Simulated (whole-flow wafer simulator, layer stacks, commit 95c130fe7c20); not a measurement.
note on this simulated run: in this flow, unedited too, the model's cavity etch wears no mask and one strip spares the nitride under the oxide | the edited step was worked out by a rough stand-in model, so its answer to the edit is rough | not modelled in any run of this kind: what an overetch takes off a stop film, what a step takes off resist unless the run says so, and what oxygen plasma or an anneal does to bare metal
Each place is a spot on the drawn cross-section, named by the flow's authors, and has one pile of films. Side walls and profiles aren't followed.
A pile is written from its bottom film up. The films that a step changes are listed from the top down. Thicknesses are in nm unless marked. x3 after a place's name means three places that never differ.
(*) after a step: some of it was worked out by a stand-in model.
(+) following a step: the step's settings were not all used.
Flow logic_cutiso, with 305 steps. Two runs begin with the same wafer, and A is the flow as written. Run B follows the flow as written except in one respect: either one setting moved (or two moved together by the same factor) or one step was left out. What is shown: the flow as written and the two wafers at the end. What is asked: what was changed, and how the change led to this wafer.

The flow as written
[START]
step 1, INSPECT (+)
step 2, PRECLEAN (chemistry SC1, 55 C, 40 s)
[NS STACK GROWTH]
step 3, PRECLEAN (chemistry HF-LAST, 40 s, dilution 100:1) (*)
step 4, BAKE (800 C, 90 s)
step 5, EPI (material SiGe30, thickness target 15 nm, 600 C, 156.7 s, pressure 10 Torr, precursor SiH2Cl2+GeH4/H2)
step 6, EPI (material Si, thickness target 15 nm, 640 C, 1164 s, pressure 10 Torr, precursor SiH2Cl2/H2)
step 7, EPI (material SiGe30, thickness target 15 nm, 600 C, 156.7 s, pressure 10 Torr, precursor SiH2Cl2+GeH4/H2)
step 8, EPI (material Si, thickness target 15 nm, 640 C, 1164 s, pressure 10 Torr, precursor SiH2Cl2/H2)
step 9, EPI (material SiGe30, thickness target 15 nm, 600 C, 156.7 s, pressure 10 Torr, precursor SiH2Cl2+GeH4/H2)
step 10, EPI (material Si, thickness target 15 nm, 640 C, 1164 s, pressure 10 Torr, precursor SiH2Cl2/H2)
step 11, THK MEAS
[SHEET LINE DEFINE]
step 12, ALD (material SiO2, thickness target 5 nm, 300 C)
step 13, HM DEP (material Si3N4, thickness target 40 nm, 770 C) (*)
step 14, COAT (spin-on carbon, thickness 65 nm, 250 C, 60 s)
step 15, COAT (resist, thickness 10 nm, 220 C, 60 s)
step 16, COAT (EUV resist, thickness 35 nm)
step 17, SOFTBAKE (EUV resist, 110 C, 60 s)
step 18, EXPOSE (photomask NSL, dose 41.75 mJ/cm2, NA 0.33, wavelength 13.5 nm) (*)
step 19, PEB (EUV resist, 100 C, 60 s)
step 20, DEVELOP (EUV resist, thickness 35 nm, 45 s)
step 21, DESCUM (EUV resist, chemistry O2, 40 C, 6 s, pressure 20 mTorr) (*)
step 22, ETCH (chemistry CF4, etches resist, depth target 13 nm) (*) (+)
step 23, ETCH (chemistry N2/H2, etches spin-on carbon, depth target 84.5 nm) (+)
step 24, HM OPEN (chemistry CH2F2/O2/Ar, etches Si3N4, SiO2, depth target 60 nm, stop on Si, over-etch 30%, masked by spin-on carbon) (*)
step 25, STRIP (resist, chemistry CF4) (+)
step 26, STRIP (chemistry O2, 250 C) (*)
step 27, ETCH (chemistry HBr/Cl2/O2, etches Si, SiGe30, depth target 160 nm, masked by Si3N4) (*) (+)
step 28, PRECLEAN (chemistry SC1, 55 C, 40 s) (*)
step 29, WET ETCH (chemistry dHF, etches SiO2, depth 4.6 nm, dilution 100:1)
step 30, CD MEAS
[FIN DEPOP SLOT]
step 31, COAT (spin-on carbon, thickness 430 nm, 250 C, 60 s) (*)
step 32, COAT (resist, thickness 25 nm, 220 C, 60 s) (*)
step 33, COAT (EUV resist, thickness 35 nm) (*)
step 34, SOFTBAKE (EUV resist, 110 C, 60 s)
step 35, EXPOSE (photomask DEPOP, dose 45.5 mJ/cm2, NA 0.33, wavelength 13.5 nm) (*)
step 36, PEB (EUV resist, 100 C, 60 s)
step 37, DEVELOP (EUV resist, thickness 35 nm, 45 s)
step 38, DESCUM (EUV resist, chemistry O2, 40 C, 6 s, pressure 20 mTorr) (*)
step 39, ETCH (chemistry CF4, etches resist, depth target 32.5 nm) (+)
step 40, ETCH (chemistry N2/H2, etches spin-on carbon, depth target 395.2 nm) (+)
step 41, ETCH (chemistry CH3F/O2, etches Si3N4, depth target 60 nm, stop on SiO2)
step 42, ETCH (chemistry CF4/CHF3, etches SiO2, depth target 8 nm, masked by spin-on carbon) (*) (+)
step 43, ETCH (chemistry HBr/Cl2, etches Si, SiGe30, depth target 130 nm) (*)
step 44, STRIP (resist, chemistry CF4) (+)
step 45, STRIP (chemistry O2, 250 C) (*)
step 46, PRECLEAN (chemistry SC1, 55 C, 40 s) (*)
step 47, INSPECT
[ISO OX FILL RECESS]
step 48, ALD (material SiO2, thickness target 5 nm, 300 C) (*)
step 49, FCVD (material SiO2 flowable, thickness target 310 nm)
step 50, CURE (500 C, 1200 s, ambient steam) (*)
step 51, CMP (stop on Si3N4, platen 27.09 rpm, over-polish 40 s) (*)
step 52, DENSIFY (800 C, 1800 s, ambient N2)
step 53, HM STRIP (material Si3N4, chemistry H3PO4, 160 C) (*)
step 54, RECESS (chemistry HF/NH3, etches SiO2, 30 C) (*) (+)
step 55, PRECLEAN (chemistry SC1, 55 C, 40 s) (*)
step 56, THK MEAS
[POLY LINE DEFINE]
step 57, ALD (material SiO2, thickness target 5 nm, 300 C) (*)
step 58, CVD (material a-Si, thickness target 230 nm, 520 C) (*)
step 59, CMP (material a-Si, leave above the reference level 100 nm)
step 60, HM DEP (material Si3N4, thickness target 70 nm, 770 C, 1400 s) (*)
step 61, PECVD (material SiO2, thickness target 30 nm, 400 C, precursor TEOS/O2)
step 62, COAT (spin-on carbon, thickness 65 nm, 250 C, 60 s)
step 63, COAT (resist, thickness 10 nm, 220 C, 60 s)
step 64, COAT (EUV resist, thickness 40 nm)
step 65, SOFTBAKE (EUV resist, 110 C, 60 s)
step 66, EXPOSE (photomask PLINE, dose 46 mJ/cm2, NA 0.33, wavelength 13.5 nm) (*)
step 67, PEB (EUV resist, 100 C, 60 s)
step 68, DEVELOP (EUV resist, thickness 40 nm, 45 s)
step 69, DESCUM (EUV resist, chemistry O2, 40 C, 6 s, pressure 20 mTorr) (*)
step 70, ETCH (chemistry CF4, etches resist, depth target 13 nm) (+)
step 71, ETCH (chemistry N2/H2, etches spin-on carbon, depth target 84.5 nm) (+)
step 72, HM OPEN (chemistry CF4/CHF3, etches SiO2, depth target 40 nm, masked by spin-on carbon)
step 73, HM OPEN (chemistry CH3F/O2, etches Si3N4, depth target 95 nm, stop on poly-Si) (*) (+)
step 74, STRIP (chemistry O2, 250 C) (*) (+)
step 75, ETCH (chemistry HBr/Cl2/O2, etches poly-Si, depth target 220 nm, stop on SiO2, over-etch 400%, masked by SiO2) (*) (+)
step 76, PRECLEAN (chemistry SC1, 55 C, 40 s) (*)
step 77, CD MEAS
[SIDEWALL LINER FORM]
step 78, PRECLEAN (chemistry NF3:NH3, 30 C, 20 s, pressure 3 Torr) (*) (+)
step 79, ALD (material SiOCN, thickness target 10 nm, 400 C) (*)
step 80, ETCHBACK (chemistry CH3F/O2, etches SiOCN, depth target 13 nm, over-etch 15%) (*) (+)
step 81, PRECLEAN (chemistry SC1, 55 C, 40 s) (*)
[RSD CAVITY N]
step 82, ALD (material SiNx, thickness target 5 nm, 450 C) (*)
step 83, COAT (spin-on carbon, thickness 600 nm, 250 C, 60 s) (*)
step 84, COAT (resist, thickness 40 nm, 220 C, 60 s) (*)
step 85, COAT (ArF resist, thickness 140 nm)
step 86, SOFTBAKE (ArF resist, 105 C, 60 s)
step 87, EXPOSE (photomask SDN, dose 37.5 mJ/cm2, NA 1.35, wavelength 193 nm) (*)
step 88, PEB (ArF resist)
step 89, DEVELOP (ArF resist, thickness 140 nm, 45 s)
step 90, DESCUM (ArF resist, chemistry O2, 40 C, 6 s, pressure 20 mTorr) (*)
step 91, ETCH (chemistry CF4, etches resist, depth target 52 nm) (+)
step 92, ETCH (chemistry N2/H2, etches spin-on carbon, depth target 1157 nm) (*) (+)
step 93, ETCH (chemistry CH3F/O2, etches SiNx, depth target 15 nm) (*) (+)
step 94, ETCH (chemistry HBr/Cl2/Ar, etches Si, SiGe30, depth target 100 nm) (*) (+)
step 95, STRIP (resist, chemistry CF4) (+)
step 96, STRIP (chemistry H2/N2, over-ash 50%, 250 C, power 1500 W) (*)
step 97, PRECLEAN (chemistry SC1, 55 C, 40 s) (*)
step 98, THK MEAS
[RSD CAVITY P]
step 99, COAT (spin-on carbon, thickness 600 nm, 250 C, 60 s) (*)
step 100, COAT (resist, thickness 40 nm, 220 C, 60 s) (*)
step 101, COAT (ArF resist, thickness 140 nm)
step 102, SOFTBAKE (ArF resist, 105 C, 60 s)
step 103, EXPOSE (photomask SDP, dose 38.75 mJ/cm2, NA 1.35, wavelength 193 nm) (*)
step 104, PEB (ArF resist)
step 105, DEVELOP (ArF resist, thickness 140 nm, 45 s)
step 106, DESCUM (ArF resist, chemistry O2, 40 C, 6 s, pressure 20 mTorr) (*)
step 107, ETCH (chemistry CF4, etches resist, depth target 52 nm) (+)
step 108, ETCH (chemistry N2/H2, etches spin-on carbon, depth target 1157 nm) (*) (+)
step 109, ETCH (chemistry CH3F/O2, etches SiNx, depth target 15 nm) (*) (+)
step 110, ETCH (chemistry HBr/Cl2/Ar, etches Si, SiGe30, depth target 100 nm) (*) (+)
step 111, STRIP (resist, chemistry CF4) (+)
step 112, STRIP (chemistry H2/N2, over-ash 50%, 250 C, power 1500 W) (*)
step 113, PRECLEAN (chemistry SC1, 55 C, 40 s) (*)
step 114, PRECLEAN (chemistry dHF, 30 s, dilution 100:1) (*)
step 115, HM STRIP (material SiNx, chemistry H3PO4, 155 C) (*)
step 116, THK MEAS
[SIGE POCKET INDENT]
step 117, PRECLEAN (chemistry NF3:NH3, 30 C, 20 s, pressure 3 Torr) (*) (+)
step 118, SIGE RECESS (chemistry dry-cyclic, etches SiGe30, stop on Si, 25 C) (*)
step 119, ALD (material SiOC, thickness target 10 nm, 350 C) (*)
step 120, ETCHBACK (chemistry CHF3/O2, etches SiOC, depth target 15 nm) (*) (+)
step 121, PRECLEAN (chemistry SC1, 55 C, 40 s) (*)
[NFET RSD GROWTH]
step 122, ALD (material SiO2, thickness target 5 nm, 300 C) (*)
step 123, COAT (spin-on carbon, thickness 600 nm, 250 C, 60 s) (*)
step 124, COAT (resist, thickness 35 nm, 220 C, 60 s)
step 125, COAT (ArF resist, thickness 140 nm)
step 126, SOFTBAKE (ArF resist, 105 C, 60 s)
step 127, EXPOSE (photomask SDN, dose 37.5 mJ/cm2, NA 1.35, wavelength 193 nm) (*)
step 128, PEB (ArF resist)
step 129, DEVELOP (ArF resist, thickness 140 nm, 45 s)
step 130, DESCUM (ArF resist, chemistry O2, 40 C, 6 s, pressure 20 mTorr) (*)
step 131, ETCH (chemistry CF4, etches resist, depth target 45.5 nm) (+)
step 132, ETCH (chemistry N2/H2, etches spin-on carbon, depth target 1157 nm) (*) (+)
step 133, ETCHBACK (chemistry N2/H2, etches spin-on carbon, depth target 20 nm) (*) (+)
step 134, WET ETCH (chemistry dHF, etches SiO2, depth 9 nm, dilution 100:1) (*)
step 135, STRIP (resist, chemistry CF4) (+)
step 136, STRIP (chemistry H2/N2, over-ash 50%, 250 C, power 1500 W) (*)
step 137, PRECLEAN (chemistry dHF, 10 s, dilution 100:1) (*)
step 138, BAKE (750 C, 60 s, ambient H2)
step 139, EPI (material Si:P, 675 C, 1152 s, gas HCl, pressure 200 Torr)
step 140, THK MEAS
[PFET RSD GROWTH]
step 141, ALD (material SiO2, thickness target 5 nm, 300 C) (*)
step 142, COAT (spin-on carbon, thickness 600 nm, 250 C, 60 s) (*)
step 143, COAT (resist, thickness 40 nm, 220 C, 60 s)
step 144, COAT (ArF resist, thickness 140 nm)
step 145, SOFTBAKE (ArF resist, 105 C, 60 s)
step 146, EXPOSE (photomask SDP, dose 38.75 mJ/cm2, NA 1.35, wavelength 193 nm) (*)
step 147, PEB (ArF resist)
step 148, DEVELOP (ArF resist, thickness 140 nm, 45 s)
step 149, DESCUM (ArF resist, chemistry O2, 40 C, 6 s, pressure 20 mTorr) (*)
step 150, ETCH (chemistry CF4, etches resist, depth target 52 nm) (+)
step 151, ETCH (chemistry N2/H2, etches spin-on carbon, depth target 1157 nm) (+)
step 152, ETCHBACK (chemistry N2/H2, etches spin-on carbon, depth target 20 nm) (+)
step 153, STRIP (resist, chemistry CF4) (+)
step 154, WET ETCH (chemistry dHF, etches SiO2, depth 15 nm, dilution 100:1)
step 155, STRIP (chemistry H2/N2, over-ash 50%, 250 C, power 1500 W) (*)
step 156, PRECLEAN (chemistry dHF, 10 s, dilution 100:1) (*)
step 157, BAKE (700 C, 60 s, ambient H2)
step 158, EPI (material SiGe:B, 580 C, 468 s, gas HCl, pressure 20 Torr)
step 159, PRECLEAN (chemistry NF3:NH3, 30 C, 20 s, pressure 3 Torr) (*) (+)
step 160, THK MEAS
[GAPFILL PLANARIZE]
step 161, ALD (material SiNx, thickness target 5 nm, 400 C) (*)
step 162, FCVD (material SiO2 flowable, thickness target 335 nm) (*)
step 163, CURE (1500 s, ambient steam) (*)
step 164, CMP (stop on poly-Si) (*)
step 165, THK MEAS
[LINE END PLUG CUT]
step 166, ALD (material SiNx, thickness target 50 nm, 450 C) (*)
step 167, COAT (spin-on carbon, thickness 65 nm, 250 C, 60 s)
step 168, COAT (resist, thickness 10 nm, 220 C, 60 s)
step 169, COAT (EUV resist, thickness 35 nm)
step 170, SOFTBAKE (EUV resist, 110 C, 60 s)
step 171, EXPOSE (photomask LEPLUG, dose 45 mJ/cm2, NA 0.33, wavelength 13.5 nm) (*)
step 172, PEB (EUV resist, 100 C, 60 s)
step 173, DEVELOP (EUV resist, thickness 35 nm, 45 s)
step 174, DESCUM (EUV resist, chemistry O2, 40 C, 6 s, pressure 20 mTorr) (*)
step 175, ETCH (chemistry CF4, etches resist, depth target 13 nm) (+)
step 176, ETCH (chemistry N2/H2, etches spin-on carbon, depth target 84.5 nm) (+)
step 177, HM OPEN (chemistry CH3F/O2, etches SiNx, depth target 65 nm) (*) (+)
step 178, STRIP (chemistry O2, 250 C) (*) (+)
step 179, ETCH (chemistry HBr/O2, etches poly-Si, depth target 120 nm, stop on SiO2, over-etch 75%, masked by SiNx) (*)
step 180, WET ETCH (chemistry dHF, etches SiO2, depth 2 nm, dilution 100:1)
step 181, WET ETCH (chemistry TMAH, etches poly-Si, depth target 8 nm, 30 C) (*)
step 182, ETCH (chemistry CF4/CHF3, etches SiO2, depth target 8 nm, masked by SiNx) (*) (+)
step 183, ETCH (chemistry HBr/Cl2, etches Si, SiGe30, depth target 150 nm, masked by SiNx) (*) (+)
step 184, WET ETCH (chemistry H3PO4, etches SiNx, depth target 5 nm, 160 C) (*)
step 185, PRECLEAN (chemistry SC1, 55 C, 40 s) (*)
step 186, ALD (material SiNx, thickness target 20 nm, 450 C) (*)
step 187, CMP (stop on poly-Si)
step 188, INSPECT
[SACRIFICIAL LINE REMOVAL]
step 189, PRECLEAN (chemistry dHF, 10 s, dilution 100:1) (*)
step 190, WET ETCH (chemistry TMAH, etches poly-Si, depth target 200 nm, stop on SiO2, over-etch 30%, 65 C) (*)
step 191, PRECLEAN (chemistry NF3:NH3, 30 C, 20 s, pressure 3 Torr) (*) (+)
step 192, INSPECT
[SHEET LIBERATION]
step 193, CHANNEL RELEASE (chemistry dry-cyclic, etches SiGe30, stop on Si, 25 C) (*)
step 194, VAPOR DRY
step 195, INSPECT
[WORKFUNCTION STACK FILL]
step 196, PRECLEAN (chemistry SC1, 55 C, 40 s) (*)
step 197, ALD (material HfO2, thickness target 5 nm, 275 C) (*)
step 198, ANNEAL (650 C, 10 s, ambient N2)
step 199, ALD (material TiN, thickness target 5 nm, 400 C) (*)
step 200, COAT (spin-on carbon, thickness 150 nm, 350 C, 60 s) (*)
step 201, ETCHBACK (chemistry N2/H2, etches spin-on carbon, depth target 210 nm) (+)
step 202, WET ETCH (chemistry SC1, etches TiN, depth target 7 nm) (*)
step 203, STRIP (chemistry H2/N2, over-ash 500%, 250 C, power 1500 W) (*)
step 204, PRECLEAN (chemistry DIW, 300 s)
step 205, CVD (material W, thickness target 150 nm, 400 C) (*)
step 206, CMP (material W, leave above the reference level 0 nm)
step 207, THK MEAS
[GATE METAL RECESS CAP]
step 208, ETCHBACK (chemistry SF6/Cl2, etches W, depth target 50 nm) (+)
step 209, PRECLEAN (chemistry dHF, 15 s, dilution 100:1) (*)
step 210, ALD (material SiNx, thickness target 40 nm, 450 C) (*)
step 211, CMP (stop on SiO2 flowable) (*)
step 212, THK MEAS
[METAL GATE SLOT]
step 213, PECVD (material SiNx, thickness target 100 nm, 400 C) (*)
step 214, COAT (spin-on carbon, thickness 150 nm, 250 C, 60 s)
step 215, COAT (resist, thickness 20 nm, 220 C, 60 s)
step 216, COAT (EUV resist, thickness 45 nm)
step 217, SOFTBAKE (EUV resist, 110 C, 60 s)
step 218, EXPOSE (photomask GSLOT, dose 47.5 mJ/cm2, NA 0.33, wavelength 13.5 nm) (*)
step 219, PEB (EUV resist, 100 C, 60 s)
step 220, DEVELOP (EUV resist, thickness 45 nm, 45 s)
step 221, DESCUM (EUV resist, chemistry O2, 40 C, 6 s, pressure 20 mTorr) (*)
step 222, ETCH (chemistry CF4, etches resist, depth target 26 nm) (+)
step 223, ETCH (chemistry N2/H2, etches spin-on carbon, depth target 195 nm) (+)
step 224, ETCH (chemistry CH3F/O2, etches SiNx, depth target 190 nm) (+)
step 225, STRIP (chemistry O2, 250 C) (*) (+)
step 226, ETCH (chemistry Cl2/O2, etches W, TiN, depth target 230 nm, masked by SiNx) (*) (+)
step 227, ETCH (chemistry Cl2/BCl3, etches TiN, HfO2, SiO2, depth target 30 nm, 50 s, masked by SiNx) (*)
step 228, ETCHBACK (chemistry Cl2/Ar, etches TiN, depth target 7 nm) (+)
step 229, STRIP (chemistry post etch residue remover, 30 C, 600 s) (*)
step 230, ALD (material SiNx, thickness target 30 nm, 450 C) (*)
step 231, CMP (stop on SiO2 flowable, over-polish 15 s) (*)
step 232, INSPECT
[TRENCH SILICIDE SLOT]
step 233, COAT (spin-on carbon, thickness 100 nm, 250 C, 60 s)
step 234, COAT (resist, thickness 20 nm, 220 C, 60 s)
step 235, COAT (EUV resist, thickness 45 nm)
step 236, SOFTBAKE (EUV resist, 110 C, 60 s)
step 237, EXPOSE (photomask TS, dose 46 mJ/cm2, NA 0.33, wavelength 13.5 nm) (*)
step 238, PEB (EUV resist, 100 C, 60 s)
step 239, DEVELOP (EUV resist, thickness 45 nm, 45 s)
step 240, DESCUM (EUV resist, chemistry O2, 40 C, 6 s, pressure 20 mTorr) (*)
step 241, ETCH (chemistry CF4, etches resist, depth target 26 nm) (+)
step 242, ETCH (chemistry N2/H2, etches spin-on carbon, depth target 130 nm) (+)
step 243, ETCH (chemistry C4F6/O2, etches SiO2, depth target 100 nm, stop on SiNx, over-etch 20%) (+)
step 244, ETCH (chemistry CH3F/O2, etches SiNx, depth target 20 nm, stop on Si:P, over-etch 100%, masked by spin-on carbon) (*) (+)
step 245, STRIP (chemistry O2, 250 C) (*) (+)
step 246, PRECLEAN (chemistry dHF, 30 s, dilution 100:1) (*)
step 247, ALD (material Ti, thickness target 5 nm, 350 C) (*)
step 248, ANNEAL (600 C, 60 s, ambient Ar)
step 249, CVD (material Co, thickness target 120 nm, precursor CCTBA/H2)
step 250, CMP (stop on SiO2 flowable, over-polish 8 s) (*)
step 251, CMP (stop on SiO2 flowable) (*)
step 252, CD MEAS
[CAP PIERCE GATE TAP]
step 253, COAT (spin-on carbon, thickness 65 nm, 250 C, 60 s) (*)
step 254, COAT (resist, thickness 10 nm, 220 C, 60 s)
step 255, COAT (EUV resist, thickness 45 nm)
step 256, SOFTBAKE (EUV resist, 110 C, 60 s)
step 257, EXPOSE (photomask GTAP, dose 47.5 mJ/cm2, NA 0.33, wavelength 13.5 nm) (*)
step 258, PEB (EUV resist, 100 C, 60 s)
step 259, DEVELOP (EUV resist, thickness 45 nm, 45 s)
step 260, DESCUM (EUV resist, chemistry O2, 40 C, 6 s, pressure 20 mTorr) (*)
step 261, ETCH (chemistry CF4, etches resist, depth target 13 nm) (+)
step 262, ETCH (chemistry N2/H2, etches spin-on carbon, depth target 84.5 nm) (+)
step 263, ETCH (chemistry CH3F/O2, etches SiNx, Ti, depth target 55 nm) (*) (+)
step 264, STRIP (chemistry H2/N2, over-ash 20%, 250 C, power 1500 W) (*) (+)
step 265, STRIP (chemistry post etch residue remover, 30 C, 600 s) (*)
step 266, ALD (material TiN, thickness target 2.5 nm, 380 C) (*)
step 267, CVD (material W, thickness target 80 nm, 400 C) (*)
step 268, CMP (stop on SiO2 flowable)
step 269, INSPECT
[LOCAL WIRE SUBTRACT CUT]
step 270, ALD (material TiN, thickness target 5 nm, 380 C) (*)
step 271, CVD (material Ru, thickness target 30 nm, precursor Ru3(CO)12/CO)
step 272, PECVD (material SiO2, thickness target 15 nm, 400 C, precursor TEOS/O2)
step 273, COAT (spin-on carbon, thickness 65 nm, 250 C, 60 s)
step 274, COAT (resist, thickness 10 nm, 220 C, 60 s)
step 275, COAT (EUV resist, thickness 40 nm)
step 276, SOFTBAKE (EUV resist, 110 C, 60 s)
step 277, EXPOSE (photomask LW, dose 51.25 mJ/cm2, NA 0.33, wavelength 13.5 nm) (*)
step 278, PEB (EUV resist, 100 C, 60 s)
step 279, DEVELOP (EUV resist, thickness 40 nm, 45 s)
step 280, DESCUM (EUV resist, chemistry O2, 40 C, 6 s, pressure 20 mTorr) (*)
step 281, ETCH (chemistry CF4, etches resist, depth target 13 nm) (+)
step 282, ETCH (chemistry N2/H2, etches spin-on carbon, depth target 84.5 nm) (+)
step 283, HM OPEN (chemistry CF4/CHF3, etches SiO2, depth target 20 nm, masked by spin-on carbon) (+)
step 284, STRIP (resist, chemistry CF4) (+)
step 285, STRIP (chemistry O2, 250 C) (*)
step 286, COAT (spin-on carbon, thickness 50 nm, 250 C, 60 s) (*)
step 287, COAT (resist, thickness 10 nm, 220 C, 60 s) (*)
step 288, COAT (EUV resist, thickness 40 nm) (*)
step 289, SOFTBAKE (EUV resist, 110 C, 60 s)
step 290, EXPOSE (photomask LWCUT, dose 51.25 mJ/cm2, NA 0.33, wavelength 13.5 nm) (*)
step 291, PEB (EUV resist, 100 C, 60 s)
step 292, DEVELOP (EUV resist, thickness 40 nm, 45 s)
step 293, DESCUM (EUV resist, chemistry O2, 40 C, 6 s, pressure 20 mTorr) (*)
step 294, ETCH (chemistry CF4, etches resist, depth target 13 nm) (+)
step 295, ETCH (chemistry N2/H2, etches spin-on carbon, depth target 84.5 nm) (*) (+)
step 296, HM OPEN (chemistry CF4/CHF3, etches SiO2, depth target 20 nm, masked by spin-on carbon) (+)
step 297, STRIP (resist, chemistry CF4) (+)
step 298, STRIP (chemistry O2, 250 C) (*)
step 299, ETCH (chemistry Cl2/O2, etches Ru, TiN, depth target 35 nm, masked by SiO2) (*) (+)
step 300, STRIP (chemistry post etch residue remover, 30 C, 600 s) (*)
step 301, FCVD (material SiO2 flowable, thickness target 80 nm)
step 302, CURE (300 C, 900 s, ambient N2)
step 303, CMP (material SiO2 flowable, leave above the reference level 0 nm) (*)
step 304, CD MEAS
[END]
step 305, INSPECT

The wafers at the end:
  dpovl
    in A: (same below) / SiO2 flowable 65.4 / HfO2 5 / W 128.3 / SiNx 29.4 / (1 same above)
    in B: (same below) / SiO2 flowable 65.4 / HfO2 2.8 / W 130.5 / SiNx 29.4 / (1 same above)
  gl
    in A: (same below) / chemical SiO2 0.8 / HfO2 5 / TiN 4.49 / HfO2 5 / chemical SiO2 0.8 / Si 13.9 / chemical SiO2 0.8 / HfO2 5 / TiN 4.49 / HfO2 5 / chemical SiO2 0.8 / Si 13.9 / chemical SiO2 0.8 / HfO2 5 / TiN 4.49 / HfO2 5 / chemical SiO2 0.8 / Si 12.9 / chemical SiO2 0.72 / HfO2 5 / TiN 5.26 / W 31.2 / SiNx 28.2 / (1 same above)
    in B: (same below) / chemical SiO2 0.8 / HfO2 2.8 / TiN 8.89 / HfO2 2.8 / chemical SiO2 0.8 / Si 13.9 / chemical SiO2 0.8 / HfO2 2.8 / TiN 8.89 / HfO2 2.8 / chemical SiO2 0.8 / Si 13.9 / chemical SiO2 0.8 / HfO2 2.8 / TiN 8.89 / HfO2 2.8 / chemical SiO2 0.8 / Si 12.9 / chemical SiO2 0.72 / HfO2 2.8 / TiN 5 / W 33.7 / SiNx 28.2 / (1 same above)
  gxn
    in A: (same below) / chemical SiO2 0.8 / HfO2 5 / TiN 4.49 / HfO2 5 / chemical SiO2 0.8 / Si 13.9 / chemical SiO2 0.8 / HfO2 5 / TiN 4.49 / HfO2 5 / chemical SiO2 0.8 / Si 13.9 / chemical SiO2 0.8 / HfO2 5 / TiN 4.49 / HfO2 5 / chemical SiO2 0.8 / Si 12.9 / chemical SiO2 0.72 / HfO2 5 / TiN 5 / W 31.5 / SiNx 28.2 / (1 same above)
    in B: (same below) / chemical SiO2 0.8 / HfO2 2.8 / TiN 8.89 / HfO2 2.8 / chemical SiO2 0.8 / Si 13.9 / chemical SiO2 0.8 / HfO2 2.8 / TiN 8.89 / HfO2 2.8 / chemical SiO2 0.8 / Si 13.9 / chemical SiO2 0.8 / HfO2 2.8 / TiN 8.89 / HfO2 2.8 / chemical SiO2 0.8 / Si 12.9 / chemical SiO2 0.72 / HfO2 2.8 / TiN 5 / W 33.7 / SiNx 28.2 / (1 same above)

Cause: step 197, ALD: thickness target 2.8 nm was run, while the flow as written has thickness target 5 nm.
One can read it off the wafer: dpovl has HfO2 2.8, and step 197 as written asks for 5 nm.

The path from the change to this, step by step:
  step 197, ALD (material HfO2, thickness target 5 nm, 275 C) (*)
      depop, dpovl, gfld and 12 more: A HfO2 gains 5 (new film) | B HfO2 gains 2.8 (new film)
      gl, glp, gxn, gxp, ns, tap: A HfO2 gains 5 (new film), HfO2 gains 5 (new film), cavity loses 10, HfO2 gains 5 (new film), HfO2 gains 5 (new film), cavity loses 10, HfO2 gains 5 (new film), HfO2 gains 5 (new film), cavity loses 10, HfO2 gains 5 (new film) | B HfO2 gains 2.8 (new film), HfO2 gains 2.8 (new film), cavity loses 5.6, HfO2 gains 2.8 (new film), HfO2 gains 2.8 (new film), cavity loses 5.6, HfO2 gains 2.8 (new film), HfO2 gains 2.8 (new film), cavity loses 5.6, HfO2 gains 2.8 (new film)
      (also at 1 further place)
  step 199, ALD (material TiN, thickness target 5 nm, 400 C) (*)
      gl, glp, tap: A TiN gains 5.26 (new film), TiN gains 4.49 (new film), cavity loses 4.49 (all of it), TiN gains 4.49 (new film), cavity loses 4.49 (all of it), TiN gains 4.49 (new film), cavity loses 4.49 (all of it) | B TiN gains 5 (new film), TiN gains 8.89 (new film), cavity loses 8.89 (all of it), TiN gains 8.89 (new film), cavity loses 8.89 (all of it), TiN gains 8.89 (new film), cavity loses 8.89 (all of it)
      gxn, gxp, ns: A TiN gains 5 (new film), TiN gains 4.49 (new film), cavity loses 4.49 (all of it), TiN gains 4.49 (new film), cavity loses 4.49 (all of it), TiN gains 4.49 (new film), cavity loses 4.49 (all of it) | B TiN gains 5 (new film), TiN gains 8.89 (new film), cavity loses 8.89 (all of it), TiN gains 8.89 (new film), cavity loses 8.89 (all of it), TiN gains 8.89 (new film), cavity loses 8.89 (all of it)
      (also at 2 further places)
  step 200, COAT (spin-on carbon, thickness 150 nm, 350 C, 60 s) (*)
      gxn, gxp: A spin-on carbon gains 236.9 (new film) | B spin-on carbon gains 230.1 (new film)
      lnr, lnrp: A spin-on carbon gains 133.9 (new film) | B spin-on carbon gains 127.5 (new film)
      (also at 17 further places)
  step 201, ETCHBACK (chemistry N2/H2, etches spin-on carbon, depth target 210 nm) (+)
      lnr, lnrp: A spin-on carbon loses 133.9 (all of it) | B spin-on carbon loses 127.5 (all of it)
      rsdp, rsdx: A spin-on carbon loses 145.6 (all of it) | B spin-on carbon loses 138.8 (all of it)
      (also at 11 further places)
  step 203, STRIP (chemistry H2/N2, over-ash 500%, 250 C, power 1500 W) (*)
      gl, glp: A spin-on carbon loses 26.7 (all of it) | B spin-on carbon loses 20.3 (all of it)
      gxn, gxp: A spin-on carbon loses 26.8 (all of it) | B spin-on carbon loses 19.9 (all of it)
      (also at 3 further places)
  step 206, CMP (material W, leave above the reference level 0 nm)
      lnr, lnri, lnrp, lnrt: A W loses 150 (all of it), HfO2 loses 5 (all of it), SiOCN loses 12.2 | B W loses 150 (all of it), HfO2 loses 2.8 (all of it), SiOCN loses 12.2
      rsdn, rsdp, rsdw, rsdx: A W loses 162.2 (all of it), HfO2 loses 5 (all of it) | B W loses 162.2 (all of it), HfO2 loses 2.8 (all of it)
      (also at 2 further places)
  step 226, ETCH (chemistry Cl2/O2, etches W, TiN, depth target 230 nm, masked by SiNx) (*) (+)
      gfld: A W loses 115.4 (all of it), TiN loses 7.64 (all of it), HfO2 loses 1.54 | B W loses 120.3 (all of it), TiN loses 5 (all of it), HfO2 loses 1.57
  step 227, ETCH (chemistry Cl2/BCl3, etches TiN, HfO2, SiO2, depth target 30 nm, 50 s, masked by SiNx) (*)
      gfld: A HfO2 loses 3.46 (all of it), SiO2 flowable loses 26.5 | B HfO2 loses 1.23 (all of it), SiO2 flowable loses 28.8
